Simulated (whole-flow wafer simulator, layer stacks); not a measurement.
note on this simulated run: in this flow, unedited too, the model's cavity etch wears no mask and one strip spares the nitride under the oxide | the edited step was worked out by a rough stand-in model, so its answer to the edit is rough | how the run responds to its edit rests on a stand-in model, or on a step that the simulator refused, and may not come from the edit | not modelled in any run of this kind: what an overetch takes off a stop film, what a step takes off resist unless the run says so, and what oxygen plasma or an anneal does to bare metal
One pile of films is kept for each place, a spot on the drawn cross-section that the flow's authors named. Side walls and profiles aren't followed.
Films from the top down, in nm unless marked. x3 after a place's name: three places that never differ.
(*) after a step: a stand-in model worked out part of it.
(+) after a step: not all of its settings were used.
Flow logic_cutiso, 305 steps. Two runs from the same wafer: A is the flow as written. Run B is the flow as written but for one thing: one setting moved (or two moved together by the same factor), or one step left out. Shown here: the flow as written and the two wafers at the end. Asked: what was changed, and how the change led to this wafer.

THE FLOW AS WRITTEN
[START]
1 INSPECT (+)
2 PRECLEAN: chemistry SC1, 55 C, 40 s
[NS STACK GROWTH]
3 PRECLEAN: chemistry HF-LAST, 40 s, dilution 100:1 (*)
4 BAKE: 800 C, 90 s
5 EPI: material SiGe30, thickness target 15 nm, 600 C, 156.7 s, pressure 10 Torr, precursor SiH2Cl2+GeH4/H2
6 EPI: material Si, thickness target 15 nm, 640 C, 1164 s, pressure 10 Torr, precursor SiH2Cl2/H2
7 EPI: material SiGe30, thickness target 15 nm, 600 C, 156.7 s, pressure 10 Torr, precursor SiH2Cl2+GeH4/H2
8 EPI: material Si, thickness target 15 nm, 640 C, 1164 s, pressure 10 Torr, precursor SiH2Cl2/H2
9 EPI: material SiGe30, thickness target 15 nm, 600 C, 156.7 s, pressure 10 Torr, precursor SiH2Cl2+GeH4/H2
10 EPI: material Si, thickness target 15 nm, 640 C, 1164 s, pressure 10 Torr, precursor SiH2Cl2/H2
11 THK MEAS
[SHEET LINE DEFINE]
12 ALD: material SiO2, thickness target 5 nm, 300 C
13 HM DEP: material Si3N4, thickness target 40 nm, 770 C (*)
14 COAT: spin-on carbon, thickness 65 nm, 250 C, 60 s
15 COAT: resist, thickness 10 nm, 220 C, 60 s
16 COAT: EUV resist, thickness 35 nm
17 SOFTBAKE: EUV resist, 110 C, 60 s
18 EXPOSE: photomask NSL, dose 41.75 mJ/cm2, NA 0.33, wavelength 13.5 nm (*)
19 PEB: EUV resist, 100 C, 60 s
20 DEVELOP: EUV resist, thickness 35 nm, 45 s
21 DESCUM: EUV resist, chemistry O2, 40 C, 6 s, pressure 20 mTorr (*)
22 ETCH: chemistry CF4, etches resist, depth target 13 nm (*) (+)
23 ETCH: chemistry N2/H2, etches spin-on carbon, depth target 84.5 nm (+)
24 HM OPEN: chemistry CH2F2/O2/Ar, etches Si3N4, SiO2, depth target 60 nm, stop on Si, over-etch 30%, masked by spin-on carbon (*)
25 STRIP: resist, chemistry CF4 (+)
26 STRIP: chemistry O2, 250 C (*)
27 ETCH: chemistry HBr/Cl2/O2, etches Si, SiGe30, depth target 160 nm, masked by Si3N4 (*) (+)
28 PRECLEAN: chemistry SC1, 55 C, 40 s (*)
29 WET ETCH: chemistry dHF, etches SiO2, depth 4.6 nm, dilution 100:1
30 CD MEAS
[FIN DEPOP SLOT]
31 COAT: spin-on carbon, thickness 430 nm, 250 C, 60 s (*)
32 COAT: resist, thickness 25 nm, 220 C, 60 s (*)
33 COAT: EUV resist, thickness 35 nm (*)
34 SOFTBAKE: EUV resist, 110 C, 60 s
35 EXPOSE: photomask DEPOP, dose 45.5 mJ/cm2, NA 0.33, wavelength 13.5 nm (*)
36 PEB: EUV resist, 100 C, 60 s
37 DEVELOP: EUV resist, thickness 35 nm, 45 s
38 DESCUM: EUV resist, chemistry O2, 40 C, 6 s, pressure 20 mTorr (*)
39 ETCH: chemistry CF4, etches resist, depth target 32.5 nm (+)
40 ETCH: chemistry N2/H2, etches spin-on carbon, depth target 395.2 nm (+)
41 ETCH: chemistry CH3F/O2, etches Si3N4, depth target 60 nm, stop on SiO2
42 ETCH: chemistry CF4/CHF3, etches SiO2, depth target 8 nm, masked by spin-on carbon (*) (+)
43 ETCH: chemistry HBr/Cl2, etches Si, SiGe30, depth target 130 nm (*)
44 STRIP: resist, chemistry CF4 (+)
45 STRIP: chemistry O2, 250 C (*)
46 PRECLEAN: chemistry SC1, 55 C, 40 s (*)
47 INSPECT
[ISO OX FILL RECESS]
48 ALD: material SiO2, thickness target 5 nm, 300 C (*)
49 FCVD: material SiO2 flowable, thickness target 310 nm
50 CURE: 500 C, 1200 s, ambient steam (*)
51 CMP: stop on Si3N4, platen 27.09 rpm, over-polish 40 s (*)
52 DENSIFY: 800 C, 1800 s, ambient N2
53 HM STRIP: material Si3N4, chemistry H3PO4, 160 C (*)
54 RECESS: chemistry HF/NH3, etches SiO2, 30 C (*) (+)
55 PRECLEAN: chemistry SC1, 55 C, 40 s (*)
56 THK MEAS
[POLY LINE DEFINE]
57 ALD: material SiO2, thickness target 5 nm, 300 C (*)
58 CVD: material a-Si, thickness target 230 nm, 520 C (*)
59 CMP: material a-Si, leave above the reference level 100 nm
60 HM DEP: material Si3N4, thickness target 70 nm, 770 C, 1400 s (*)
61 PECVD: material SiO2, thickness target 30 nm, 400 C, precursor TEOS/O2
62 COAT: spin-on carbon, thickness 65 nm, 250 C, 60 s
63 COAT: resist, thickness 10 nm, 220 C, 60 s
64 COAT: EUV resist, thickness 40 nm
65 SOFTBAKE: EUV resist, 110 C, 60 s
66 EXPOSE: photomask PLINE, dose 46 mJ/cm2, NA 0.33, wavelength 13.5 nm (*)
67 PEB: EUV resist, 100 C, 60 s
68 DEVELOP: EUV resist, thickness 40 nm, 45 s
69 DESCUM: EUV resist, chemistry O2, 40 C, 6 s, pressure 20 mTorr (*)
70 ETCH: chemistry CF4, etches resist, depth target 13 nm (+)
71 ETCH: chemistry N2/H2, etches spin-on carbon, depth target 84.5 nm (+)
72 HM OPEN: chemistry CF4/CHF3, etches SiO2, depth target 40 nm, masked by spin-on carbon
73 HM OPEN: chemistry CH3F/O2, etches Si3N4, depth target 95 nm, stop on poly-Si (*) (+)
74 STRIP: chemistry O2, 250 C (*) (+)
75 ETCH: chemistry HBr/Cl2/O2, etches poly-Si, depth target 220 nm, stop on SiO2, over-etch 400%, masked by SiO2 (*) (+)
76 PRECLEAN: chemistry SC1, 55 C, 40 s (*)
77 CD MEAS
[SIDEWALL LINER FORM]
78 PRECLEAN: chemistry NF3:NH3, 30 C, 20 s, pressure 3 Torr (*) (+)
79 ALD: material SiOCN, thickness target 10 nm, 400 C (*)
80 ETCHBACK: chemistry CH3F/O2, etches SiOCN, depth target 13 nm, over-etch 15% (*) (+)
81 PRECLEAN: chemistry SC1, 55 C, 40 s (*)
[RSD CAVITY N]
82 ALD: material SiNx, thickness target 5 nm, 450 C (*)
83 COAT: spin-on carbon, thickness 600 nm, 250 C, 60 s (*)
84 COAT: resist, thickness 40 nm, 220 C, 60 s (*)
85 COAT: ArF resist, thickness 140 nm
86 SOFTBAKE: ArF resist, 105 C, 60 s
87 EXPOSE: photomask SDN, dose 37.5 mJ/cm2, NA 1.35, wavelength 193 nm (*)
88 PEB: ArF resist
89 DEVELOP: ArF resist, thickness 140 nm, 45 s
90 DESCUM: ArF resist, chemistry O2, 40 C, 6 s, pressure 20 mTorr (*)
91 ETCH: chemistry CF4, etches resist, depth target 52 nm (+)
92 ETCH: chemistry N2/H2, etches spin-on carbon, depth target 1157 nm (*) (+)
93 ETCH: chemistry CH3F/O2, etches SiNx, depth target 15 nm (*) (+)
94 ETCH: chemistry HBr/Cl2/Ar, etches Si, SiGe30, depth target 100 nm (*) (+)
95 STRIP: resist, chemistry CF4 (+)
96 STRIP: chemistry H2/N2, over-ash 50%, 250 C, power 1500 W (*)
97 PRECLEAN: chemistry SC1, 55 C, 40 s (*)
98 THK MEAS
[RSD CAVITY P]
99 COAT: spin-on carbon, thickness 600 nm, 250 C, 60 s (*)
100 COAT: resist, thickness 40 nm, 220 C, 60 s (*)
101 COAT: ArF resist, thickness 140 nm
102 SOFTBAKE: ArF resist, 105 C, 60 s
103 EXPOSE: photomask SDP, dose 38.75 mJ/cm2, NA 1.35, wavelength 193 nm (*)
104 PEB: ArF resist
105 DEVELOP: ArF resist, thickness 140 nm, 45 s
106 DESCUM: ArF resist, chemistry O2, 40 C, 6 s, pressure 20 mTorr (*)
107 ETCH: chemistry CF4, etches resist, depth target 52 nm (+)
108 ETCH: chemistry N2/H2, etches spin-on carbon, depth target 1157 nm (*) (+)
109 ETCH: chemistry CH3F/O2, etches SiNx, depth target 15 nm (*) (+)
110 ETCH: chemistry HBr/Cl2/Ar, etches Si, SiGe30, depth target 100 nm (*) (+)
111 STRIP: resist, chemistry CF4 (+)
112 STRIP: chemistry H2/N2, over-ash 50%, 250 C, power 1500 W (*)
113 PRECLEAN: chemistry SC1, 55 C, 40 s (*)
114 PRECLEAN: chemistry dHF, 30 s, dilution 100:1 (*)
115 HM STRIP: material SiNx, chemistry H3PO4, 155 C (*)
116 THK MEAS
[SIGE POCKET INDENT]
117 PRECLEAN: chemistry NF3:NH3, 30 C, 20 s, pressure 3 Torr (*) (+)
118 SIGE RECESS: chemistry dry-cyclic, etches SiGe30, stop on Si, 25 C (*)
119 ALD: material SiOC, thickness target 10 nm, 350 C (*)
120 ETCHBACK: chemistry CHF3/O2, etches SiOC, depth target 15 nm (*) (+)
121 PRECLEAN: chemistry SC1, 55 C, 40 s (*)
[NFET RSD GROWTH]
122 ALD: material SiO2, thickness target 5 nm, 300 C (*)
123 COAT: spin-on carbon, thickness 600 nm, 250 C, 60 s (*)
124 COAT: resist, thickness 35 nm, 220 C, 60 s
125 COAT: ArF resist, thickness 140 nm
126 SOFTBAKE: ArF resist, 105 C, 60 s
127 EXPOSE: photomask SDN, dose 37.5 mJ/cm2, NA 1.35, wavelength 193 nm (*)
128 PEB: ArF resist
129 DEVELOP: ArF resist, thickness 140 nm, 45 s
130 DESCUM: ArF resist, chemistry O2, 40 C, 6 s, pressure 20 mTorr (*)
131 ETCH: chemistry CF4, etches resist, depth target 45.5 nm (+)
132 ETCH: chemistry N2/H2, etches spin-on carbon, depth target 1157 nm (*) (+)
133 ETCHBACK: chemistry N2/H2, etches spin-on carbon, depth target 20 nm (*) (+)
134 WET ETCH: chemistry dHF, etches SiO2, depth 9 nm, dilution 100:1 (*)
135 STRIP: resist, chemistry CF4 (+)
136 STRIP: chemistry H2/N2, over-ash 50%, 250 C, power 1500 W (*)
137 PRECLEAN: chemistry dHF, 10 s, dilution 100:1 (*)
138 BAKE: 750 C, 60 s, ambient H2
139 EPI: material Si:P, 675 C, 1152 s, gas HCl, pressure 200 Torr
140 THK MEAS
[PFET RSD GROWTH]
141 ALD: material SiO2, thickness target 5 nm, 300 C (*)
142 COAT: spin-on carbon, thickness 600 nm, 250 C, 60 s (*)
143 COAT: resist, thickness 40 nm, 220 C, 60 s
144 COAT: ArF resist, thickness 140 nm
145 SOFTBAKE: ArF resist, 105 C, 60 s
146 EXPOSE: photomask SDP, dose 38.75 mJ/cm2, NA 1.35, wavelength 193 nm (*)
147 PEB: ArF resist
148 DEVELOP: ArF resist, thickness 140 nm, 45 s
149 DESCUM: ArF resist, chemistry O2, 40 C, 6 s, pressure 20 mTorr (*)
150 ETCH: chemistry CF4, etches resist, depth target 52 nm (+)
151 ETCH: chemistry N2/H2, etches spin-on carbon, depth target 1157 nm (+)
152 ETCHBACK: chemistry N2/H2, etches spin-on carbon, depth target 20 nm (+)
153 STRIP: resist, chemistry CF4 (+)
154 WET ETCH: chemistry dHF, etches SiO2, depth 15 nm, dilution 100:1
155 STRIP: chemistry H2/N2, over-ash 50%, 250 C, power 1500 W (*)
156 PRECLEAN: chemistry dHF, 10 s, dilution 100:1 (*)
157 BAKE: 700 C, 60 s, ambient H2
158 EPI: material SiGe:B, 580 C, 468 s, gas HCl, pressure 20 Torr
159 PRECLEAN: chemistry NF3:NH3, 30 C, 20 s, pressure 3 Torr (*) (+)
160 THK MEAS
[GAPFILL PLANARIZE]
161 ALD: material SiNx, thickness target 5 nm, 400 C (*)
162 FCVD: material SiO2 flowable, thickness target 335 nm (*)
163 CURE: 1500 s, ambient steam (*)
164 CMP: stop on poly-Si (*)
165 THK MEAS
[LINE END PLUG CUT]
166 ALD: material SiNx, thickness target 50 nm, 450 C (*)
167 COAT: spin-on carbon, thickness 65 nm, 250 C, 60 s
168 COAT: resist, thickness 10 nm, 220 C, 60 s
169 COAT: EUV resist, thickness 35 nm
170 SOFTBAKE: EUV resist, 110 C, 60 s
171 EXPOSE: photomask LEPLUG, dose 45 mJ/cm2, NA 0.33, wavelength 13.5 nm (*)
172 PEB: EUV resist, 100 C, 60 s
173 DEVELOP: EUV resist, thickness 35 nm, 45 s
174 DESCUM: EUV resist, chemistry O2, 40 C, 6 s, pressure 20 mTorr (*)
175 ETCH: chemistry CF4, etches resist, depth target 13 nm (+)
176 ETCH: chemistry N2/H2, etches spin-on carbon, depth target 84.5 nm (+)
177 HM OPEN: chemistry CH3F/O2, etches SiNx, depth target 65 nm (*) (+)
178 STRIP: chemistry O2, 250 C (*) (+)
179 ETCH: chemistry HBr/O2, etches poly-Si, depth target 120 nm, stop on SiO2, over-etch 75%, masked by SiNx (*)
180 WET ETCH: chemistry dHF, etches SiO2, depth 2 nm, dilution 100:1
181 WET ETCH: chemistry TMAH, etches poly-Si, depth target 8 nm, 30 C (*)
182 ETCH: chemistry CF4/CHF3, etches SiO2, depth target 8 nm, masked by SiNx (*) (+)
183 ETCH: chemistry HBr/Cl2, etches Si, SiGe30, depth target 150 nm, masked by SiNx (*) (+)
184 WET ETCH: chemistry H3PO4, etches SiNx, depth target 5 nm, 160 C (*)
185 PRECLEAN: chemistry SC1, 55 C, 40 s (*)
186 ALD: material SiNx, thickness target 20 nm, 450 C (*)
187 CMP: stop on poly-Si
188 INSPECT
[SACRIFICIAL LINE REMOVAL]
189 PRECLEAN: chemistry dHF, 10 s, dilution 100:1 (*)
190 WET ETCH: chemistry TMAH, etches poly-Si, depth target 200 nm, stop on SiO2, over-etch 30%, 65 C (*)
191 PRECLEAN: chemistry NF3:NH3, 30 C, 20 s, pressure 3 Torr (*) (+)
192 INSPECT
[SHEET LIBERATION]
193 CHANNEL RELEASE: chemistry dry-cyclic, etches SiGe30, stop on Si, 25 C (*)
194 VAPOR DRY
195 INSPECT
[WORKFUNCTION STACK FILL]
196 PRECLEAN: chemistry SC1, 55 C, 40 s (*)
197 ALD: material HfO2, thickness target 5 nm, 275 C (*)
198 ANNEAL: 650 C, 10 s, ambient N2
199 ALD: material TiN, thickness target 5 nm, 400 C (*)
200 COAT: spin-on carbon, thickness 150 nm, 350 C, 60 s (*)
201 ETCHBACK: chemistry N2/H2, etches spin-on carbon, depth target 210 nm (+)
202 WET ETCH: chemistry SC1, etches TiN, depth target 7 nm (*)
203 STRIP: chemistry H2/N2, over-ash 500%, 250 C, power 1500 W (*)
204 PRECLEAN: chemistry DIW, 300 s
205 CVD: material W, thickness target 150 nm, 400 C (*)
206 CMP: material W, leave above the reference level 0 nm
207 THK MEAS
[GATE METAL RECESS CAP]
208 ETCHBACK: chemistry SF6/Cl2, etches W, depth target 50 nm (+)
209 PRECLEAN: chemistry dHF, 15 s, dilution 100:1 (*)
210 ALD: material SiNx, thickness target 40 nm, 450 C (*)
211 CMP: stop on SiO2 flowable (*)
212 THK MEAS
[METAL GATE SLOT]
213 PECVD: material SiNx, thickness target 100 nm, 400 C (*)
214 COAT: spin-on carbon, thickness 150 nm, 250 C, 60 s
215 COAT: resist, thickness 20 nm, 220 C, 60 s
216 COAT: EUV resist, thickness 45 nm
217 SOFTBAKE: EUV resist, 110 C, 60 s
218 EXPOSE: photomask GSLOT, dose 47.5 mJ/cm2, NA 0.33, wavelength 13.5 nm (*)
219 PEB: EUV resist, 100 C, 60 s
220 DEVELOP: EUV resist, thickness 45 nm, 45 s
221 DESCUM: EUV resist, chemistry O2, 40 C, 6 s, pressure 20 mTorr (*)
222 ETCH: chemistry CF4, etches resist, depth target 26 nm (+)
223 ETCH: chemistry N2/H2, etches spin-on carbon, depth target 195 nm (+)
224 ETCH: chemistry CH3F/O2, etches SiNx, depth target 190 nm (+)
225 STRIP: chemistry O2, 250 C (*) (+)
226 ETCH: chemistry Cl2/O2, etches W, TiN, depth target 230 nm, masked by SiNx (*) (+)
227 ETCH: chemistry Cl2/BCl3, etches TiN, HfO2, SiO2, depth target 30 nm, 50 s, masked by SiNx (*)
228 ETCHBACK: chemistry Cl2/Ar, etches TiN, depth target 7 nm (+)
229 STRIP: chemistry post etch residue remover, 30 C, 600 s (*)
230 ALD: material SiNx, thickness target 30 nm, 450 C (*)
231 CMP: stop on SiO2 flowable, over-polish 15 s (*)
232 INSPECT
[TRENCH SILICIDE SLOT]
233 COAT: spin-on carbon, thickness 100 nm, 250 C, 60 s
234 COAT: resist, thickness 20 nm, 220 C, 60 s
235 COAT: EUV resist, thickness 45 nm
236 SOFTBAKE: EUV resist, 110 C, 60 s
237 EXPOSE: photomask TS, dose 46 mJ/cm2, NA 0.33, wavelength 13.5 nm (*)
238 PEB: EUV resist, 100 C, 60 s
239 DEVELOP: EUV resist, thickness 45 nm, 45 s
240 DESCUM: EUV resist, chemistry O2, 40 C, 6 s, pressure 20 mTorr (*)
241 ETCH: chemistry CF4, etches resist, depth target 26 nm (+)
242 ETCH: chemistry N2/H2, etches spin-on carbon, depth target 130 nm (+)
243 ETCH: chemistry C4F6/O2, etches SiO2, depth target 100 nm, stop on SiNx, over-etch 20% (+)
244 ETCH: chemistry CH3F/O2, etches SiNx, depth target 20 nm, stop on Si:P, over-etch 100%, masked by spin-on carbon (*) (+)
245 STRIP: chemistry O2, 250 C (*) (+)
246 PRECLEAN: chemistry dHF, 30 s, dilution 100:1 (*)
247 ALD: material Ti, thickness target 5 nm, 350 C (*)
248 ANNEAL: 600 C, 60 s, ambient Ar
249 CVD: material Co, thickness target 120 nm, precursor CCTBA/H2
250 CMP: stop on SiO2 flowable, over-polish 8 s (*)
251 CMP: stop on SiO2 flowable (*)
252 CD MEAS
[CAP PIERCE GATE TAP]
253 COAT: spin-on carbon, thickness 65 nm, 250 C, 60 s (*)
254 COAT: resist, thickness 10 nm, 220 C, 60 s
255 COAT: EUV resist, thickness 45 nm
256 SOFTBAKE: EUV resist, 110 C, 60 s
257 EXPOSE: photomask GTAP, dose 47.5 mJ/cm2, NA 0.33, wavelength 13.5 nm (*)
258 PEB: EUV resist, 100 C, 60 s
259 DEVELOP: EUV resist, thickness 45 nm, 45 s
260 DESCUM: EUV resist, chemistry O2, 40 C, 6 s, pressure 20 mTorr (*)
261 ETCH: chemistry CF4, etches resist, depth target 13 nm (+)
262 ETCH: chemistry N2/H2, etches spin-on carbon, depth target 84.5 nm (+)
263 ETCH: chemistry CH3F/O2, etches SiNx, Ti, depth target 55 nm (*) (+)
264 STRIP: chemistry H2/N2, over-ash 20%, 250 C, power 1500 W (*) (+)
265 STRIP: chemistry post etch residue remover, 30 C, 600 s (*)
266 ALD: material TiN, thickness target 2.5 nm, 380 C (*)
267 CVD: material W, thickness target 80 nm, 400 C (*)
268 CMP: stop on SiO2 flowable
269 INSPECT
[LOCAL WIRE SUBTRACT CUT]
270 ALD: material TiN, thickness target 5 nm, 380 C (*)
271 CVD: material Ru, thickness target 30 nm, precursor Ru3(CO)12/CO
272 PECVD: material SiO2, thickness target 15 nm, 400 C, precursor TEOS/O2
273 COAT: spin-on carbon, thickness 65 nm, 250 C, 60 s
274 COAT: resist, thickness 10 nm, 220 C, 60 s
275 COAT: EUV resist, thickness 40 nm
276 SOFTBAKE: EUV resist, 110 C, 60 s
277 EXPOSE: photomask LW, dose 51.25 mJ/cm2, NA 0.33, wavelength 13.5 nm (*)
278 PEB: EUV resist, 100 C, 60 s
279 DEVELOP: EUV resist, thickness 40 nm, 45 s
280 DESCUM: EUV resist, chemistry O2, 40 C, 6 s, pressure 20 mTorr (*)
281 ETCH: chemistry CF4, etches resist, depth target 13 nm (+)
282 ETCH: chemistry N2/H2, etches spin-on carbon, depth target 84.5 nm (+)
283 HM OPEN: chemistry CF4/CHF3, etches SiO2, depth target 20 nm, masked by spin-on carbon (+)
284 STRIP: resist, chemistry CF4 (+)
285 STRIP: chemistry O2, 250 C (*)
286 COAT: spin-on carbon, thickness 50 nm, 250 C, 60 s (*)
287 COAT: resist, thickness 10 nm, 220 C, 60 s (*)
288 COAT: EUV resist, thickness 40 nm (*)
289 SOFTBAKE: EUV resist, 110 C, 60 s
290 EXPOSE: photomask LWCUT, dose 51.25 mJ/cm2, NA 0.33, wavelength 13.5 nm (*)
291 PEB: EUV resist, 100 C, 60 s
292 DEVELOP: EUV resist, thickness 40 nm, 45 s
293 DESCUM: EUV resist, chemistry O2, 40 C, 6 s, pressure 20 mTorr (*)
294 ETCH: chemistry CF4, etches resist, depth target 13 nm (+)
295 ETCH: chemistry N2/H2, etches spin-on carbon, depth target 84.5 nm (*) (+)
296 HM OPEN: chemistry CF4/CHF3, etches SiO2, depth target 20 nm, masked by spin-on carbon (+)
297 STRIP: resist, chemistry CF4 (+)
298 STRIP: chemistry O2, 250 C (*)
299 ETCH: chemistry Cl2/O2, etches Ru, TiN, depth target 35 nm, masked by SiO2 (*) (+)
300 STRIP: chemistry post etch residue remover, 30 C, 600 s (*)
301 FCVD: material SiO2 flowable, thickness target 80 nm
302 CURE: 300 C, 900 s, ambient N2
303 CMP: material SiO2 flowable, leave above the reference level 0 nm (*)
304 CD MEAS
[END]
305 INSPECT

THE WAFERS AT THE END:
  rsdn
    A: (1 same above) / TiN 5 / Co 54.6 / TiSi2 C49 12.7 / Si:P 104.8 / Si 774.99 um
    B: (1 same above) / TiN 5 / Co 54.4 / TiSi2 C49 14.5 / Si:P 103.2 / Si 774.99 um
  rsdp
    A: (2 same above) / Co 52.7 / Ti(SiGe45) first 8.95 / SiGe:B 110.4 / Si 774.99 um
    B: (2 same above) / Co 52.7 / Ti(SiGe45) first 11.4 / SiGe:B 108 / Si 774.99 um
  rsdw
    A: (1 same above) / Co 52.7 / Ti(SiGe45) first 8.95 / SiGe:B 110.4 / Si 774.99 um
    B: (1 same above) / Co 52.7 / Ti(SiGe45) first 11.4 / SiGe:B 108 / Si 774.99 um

The cause: step 247, ALD: thickness target 5.7 nm was run, where the flow has thickness target 5 nm.

How the change led to this, step by step:
  247 ALD: material Ti, thickness target 5 nm, 350 C (*)
      depop, dpovl, gfld and 19 more: A Ti +5 (new film) | B Ti +5.7 (new film)
  248 ANNEAL: 600 C, 60 s, ambient Ar
      rsdp, rsdw: A Ti(SiGe45) first +8.95 (new film), Ti -5 (all of it), SiGe:B -5.98 | B Ti(SiGe45) first +11.4 (new film), Ti -5.7 (all of it), SiGe:B -8.39
      rsdn: A TiSi2 C49 +12.7 (new film), Ti -5 (all of it), Si:P -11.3 | B TiSi2 C49 +14.5 (new film), Ti -5.7 (all of it), Si:P -12.9
  250 CMP: stop on SiO2 flowable, over-polish 8 s (*)
      rsdx: A Co -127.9 (all of it) | B Co -127.9 (all of it), Ti -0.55
      gl, glp, gxf, gxn, gxp, tap: A Co -120.3 (all of it), Ti -5 (all of it), SiNx -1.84 | B Co -120.3 (all of it), Ti -5.7 (all of it), SiNx -1.84
      (and at 11 more places)
  251 CMP: stop on SiO2 flowable (*)
      iso: A Co -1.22 (all of it), Ti -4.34 | B Co -0.52 (all of it), Ti -5.04
